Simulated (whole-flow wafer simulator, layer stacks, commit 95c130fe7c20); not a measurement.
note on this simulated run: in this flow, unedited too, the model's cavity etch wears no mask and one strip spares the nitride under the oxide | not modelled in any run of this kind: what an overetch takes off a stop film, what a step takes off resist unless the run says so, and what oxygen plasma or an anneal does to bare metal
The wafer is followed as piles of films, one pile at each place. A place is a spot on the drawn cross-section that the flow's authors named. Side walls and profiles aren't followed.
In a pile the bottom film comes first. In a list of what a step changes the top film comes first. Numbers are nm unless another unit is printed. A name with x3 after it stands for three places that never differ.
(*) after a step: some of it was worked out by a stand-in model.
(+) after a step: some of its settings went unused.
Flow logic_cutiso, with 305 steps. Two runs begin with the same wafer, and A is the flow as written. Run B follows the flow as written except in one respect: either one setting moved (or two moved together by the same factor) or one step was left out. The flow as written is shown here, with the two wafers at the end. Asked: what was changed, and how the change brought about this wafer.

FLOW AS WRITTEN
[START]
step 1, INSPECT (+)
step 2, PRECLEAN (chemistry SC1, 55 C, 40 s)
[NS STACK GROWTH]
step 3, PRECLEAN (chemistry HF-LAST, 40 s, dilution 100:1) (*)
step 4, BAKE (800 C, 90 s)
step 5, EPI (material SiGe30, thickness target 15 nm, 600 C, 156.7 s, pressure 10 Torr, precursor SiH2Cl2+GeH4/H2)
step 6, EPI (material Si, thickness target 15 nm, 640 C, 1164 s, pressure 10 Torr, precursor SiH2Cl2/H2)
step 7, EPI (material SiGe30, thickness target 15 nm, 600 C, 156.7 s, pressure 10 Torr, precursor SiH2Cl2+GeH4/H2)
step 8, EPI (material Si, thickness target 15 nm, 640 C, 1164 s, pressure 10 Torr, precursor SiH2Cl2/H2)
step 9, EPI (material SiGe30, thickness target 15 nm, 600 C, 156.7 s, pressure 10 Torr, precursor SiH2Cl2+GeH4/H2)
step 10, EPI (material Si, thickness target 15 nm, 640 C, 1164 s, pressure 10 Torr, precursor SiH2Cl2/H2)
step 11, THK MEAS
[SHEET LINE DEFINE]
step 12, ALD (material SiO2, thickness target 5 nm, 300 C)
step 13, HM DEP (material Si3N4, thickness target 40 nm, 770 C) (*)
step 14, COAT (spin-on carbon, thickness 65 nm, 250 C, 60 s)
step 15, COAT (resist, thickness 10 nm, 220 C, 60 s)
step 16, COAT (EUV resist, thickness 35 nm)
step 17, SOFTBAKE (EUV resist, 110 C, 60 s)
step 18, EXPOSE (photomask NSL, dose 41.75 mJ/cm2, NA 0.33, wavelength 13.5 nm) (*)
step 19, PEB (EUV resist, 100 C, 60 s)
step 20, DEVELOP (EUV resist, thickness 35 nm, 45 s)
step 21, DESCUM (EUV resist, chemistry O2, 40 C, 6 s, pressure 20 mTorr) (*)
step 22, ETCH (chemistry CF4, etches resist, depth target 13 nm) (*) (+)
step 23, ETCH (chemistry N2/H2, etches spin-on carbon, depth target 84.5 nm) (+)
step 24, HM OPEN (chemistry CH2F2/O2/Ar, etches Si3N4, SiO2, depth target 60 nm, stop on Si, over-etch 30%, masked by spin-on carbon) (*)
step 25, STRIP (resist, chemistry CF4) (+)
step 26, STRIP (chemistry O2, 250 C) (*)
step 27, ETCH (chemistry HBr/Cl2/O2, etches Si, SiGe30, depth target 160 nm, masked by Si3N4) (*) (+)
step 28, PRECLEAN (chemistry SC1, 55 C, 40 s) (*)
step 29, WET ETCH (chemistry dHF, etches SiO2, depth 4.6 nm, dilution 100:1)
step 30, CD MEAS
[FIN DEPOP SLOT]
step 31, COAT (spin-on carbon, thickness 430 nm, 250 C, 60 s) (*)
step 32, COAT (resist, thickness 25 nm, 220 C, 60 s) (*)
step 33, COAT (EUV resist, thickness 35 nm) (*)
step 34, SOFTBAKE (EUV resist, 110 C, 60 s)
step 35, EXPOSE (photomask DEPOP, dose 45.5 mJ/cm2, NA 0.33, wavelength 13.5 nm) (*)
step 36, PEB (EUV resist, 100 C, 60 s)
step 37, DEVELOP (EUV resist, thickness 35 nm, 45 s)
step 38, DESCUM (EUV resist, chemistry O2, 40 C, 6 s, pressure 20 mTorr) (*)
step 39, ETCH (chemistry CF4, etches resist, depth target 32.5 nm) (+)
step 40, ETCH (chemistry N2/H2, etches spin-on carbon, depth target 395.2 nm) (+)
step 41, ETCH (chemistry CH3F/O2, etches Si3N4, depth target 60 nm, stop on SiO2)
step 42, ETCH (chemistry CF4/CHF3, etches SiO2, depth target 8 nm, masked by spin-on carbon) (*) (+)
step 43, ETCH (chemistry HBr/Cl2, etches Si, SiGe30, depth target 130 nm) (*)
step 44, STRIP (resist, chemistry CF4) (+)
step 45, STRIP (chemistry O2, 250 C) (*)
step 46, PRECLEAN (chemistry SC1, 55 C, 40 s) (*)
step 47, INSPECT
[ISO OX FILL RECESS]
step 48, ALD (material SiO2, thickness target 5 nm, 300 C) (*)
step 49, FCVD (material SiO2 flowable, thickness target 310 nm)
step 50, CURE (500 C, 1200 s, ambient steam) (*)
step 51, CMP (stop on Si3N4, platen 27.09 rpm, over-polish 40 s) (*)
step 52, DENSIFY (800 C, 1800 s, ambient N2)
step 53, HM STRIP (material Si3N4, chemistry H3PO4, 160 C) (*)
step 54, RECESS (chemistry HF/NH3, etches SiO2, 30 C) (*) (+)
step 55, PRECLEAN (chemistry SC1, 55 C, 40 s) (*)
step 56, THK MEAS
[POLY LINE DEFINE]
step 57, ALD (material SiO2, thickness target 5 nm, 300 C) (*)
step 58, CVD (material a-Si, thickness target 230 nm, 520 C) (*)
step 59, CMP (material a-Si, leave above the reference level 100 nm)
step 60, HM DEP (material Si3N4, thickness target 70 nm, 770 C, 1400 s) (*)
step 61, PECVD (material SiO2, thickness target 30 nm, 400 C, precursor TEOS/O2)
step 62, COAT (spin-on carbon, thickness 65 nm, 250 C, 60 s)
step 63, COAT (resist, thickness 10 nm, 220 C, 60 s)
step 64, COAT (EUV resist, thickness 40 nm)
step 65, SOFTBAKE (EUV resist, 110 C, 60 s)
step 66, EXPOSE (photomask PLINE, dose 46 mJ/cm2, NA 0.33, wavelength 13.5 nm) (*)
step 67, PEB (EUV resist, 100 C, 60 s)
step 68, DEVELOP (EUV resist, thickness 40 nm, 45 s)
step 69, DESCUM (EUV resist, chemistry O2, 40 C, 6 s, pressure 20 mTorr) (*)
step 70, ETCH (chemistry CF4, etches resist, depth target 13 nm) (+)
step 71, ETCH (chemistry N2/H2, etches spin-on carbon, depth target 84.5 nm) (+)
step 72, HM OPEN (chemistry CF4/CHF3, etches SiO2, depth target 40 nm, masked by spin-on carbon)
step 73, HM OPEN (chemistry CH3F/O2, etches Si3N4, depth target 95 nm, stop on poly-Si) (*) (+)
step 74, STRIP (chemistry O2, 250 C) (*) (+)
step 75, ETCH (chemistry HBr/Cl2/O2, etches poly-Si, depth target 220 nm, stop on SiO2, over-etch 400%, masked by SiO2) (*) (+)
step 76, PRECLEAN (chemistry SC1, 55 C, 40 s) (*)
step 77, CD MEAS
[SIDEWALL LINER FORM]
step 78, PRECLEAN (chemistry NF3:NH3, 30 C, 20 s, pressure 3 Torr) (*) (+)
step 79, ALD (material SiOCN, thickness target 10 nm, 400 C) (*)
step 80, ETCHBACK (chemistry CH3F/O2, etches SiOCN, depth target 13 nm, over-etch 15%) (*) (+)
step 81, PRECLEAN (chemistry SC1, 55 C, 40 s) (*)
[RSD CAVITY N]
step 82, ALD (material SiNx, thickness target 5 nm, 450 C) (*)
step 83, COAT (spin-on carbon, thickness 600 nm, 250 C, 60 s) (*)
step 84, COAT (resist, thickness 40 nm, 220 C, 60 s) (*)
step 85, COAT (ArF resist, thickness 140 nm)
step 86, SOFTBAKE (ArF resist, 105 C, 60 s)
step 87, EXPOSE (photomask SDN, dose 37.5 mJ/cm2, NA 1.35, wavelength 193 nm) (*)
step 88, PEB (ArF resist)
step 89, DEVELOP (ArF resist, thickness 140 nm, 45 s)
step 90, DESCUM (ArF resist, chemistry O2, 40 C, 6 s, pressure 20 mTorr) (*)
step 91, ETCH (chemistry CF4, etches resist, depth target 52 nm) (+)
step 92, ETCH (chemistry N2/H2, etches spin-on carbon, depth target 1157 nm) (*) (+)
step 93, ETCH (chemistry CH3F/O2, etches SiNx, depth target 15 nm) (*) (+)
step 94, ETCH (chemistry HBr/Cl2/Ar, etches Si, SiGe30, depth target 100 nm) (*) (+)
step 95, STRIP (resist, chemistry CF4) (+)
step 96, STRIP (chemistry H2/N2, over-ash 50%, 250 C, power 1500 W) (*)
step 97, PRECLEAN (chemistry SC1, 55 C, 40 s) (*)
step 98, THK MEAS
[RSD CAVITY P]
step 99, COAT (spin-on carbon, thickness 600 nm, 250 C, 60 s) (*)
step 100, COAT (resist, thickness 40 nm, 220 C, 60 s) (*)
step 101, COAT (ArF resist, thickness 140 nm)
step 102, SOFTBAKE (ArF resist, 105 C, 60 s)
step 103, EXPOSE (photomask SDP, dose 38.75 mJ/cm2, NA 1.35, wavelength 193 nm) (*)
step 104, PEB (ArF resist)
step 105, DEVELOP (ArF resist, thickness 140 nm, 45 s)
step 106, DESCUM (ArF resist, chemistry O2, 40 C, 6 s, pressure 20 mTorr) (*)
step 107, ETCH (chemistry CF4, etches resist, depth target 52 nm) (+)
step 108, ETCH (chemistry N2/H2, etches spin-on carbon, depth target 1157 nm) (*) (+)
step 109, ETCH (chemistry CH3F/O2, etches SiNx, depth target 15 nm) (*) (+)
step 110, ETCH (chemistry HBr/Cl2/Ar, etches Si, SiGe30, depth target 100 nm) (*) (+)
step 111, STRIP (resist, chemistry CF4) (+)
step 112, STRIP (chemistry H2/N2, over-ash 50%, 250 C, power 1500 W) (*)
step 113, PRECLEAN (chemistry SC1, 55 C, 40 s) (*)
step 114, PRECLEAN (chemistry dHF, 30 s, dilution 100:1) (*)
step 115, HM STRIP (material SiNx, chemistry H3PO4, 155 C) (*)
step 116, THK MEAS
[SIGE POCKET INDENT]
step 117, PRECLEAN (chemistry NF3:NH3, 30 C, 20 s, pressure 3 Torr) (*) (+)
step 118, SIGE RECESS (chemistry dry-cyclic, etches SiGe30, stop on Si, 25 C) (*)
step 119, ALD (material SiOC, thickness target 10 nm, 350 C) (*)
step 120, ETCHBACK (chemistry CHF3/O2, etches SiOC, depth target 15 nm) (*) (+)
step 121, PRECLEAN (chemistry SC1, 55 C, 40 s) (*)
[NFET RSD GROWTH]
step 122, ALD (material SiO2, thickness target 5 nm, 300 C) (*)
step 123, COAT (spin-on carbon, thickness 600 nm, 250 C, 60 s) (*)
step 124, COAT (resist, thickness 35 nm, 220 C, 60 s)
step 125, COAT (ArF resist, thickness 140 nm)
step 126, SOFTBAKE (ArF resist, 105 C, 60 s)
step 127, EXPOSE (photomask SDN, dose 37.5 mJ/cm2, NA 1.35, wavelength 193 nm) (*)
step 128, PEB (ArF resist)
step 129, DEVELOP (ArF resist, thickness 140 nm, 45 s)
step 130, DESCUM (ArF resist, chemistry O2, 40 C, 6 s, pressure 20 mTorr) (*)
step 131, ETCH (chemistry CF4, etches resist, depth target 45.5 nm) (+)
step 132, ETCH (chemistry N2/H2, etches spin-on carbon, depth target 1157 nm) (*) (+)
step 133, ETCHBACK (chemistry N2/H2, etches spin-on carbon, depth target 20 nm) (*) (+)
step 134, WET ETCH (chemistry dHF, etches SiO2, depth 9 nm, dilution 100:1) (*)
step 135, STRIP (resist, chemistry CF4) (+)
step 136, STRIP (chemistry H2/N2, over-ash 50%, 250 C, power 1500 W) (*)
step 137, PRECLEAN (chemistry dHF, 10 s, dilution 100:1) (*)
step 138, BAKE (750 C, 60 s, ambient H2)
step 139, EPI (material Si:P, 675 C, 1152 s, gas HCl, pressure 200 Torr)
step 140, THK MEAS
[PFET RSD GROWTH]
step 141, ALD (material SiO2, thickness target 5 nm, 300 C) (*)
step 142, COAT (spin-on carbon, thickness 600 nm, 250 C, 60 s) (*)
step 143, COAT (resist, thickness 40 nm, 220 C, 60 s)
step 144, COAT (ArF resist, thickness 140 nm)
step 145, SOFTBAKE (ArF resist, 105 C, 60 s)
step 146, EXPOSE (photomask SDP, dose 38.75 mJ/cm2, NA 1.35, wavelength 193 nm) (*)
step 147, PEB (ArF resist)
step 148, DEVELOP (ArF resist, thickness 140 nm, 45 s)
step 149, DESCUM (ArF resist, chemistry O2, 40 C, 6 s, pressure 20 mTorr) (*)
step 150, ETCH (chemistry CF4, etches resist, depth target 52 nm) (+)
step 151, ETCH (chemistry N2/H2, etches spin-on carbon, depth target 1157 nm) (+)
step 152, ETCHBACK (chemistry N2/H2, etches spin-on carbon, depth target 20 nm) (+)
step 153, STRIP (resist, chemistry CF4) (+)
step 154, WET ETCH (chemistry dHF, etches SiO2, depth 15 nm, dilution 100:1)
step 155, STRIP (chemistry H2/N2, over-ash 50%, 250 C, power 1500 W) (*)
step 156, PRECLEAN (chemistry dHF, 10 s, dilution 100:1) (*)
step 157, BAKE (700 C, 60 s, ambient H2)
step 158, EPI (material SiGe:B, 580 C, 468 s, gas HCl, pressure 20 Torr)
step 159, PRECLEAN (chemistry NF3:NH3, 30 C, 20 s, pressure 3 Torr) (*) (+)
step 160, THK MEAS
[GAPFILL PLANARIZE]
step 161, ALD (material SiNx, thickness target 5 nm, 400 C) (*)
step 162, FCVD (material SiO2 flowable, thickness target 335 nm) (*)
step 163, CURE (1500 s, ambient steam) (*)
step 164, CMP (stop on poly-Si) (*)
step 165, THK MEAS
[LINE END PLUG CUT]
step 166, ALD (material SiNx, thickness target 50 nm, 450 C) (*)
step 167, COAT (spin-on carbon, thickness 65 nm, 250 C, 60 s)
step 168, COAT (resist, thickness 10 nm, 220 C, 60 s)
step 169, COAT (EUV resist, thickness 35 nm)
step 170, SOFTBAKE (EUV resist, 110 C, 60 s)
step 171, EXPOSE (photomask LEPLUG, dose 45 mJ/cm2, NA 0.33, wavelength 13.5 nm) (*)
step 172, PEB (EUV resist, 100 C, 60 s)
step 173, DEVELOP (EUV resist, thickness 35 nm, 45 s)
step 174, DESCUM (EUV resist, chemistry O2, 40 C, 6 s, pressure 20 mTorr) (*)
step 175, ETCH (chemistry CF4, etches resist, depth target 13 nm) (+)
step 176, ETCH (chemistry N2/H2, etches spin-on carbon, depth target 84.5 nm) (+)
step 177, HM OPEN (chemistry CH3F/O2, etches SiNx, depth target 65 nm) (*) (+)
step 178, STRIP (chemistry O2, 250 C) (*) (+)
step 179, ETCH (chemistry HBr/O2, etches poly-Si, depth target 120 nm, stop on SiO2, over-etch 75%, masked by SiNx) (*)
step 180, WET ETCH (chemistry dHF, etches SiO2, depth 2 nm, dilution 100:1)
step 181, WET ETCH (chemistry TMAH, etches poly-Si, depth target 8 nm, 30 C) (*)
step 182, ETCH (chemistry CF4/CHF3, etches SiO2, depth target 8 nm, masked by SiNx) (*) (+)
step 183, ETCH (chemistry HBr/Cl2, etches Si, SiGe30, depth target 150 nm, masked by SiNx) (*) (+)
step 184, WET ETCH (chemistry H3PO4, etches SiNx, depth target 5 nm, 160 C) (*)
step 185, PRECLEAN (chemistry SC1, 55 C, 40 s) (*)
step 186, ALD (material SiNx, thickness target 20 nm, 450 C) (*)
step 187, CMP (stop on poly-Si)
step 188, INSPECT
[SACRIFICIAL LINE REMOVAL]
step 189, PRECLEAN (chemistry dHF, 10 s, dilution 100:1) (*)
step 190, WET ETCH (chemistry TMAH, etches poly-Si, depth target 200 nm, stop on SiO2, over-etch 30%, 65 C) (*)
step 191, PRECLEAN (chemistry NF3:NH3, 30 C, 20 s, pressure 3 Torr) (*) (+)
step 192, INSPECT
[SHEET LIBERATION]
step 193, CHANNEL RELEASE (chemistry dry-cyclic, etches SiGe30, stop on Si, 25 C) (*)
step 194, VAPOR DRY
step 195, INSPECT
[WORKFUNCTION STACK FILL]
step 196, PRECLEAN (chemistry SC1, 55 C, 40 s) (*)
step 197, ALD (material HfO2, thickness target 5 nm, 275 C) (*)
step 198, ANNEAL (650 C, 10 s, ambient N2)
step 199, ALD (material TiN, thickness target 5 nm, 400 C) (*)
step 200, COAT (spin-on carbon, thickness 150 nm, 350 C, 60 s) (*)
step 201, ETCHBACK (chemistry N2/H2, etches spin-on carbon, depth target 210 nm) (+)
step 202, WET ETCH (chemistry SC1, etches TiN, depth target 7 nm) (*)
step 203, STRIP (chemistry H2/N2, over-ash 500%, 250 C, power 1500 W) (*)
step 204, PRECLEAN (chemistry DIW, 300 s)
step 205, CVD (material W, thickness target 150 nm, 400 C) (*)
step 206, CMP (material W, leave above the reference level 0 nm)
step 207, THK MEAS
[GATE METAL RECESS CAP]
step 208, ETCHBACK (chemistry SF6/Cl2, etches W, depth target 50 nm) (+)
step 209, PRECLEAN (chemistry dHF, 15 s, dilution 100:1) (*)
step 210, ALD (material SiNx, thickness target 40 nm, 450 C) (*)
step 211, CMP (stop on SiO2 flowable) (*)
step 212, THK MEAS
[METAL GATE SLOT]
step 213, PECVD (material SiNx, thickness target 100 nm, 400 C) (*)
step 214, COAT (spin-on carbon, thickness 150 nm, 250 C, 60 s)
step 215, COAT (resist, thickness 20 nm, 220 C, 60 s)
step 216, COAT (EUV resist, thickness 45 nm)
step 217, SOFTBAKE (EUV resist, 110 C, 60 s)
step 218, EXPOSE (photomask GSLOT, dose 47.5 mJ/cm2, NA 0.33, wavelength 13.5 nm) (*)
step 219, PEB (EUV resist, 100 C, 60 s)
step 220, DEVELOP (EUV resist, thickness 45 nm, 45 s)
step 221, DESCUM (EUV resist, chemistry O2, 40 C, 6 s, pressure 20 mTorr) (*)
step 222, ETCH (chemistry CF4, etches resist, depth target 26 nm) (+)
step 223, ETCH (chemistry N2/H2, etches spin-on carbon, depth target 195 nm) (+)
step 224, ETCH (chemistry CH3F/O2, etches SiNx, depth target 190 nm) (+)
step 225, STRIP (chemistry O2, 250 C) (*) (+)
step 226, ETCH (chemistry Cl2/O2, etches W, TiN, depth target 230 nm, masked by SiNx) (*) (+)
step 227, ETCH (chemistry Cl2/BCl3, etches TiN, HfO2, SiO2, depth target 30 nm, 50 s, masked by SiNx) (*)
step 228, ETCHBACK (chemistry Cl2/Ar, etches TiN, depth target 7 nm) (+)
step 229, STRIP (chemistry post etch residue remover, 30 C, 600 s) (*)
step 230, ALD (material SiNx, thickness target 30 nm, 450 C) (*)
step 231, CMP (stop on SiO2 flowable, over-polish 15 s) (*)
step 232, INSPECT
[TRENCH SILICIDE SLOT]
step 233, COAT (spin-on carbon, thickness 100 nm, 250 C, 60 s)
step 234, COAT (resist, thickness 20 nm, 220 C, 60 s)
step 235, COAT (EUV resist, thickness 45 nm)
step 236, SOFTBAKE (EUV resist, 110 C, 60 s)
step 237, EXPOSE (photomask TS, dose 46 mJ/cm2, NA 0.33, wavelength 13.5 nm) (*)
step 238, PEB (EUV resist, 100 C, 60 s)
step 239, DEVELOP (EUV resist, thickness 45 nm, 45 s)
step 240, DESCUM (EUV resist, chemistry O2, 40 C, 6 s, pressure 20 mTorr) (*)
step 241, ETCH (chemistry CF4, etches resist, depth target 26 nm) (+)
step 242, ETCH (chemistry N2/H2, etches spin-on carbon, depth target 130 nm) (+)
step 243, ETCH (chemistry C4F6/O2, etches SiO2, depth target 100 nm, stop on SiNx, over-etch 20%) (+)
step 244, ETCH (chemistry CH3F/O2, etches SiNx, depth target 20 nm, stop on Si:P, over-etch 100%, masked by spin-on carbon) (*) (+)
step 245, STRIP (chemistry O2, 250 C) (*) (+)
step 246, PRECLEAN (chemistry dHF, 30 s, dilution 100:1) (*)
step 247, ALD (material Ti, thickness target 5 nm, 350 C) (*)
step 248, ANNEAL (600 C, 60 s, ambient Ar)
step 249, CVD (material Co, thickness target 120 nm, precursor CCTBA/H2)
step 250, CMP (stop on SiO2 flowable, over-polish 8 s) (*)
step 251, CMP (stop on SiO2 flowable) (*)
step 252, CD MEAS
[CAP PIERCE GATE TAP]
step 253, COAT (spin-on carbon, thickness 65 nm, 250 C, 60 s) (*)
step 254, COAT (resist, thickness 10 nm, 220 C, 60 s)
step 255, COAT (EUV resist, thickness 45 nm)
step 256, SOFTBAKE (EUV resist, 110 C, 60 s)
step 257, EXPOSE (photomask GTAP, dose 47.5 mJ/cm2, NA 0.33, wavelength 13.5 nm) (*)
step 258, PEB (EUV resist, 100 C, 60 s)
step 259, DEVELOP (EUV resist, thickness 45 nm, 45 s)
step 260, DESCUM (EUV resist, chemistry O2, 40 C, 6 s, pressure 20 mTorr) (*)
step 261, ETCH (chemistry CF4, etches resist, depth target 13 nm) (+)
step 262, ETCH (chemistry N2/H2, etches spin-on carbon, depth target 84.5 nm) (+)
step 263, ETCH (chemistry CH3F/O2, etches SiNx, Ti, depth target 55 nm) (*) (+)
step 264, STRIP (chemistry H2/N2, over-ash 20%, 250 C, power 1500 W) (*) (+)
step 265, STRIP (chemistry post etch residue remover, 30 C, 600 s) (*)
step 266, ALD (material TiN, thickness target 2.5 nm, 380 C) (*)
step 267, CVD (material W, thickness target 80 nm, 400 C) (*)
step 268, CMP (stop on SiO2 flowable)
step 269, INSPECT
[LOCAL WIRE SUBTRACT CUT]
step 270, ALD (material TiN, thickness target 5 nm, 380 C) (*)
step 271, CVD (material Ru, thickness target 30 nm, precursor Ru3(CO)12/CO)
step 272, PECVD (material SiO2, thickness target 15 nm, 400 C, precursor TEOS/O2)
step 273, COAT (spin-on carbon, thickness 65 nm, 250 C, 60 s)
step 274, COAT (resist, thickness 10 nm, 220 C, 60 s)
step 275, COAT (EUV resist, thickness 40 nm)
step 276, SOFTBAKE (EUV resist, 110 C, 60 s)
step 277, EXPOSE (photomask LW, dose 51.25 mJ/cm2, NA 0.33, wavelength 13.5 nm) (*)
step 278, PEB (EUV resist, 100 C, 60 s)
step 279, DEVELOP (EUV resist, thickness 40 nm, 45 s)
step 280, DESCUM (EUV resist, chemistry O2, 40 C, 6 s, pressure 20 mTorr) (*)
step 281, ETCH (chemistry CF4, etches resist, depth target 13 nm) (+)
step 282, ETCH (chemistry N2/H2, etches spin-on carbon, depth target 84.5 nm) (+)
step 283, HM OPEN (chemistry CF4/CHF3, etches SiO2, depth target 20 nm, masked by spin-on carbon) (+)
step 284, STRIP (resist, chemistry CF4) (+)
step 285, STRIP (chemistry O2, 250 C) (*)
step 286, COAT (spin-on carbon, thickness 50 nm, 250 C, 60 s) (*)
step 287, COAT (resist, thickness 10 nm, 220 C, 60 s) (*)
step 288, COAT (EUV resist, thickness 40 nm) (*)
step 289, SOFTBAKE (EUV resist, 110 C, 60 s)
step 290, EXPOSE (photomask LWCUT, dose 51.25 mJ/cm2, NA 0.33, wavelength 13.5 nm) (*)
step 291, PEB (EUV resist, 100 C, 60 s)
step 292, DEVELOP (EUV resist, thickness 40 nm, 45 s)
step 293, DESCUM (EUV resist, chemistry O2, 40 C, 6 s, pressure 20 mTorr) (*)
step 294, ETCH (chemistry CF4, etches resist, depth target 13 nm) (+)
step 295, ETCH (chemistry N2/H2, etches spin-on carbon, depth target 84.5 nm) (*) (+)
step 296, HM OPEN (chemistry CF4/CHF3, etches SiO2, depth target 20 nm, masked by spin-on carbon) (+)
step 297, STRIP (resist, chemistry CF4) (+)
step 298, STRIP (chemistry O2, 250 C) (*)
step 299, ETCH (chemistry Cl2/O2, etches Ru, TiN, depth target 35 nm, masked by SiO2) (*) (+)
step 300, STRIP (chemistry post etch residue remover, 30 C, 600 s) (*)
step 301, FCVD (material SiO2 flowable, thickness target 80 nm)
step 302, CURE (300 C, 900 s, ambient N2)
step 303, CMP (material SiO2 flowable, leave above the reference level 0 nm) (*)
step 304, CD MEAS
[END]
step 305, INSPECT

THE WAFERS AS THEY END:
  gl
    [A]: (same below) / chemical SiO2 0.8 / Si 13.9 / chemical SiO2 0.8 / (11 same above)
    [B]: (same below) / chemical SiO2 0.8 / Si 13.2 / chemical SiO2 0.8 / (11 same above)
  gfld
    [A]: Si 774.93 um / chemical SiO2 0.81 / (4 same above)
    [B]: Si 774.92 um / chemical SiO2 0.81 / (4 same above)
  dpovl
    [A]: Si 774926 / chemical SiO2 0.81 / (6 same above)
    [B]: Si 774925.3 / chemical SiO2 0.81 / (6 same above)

The reason: step 8, EPI: thickness target 14.2 nm was run, while the flow as written has thickness target 15 nm; step 8, EPI: 1106 s was run, where the flow has 1164 s.

The path from the change to this, step by step:
  step 8, EPI (material Si, thickness target 15 nm, 640 C, 1164 s, pressure 10 Torr, precursor SiH2Cl2/H2)
      depop, dpovl, gfld and 19 more: A Si gains 15 (new film) | B Si gains 14.3 (new film)
  step 27, ETCH (chemistry HBr/Cl2/O2, etches Si, SiGe30, depth target 160 nm, masked by Si3N4) (*) (+)
      gfld, gxf, iso, lnri: A chemical SiO2 loses 0.79 (all of it), Si loses 11.4 (all of it), SiGe30 loses 15 (all of it), Si loses 15 (all of it), SiGe30 loses 15 (all of it), Si loses 15 (all of it), SiGe30 loses 15 (all of it), Si loses 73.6 | B chemical SiO2 loses 0.79 (all of it), Si loses 11.4 (all of it), SiGe30 loses 15 (all of it), Si loses 14.3 (all of it), SiGe30 loses 15 (all of it), Si loses 15 (all of it), SiGe30 loses 15 (all of it), Si loses 74.4
      dpovl, nsgap: A chemical SiO2 loses 0.79 (all of it), Si loses 11.8 (all of it), SiGe30 loses 15 (all of it), Si loses 15 (all of it), SiGe30 loses 15 (all of it), Si loses 15 (all of it), SiGe30 loses 15 (all of it), Si loses 73.2 | B chemical SiO2 loses 0.79 (all of it), Si loses 11.8 (all of it), SiGe30 loses 15 (all of it), Si loses 14.3 (all of it), SiGe30 loses 15 (all of it), Si loses 15 (all of it), SiGe30 loses 15 (all of it), Si loses 74
      (also at 1 further place)
  step 43, ETCH (chemistry HBr/Cl2, etches Si, SiGe30, depth target 130 nm) (*)
      depop: A Si loses 14 (all of it), SiGe30 loses 15 (all of it), Si loses 15 (all of it), SiGe30 loses 15 (all of it), Si loses 15 (all of it), SiGe30 loses 15 (all of it), Si loses 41 | B Si loses 14 (all of it), SiGe30 loses 15 (all of it), Si loses 14.3 (all of it), SiGe30 loses 15 (all of it), Si loses 15 (all of it), SiGe30 loses 15 (all of it), Si loses 41.7
  step 94, ETCH (chemistry HBr/Cl2/Ar, etches Si, SiGe30, depth target 100 nm) (*) (+)
      rsdn, rsdx: A chemical SiO2 loses 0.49 (all of it), Si loses 12.8 (all of it), SiGe30 loses 15 (all of it), Si loses 15 (all of it), SiGe30 loses 15 (all of it), Si loses 15 (all of it), SiGe30 loses 15 (all of it), Si loses 12.2 | B chemical SiO2 loses 0.49 (all of it), Si loses 12.8 (all of it), SiGe30 loses 15 (all of it), Si loses 14.3 (all of it), SiGe30 loses 15 (all of it), Si loses 15 (all of it), SiGe30 loses 15 (all of it), Si loses 12.9
  step 110, ETCH (chemistry HBr/Cl2/Ar, etches Si, SiGe30, depth target 100 nm) (*) (+)
      rsdp, rsdw: A chemical SiO2 loses 0.49 (all of it), Si loses 12.8 (all of it), SiGe30 loses 15 (all of it), Si loses 15 (all of it), SiGe30 loses 15 (all of it), Si loses 15 (all of it), SiGe30 loses 15 (all of it), Si loses 12.2 | B chemical SiO2 loses 0.49 (all of it), Si loses 12.8 (all of it), SiGe30 loses 15 (all of it), Si loses 14.3 (all of it), SiGe30 loses 15 (all of it), Si loses 15 (all of it), SiGe30 loses 15 (all of it), Si loses 12.9
  step 183, ETCH (chemistry HBr/Cl2, etches Si, SiGe30, depth target 150 nm, masked by SiNx) (*) (+)
      plug: A Si loses 13.6 (all of it), SiGe30 loses 15 (all of it), Si loses 15 (all of it), SiGe30 loses 15 (all of it), Si loses 15 (all of it), SiGe30 loses 15 (all of it), Si loses 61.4 | B Si loses 13.6 (all of it), SiGe30 loses 15 (all of it), Si loses 14.3 (all of it), SiGe30 loses 15 (all of it), Si loses 15 (all of it), SiGe30 loses 15 (all of it), Si loses 62.2
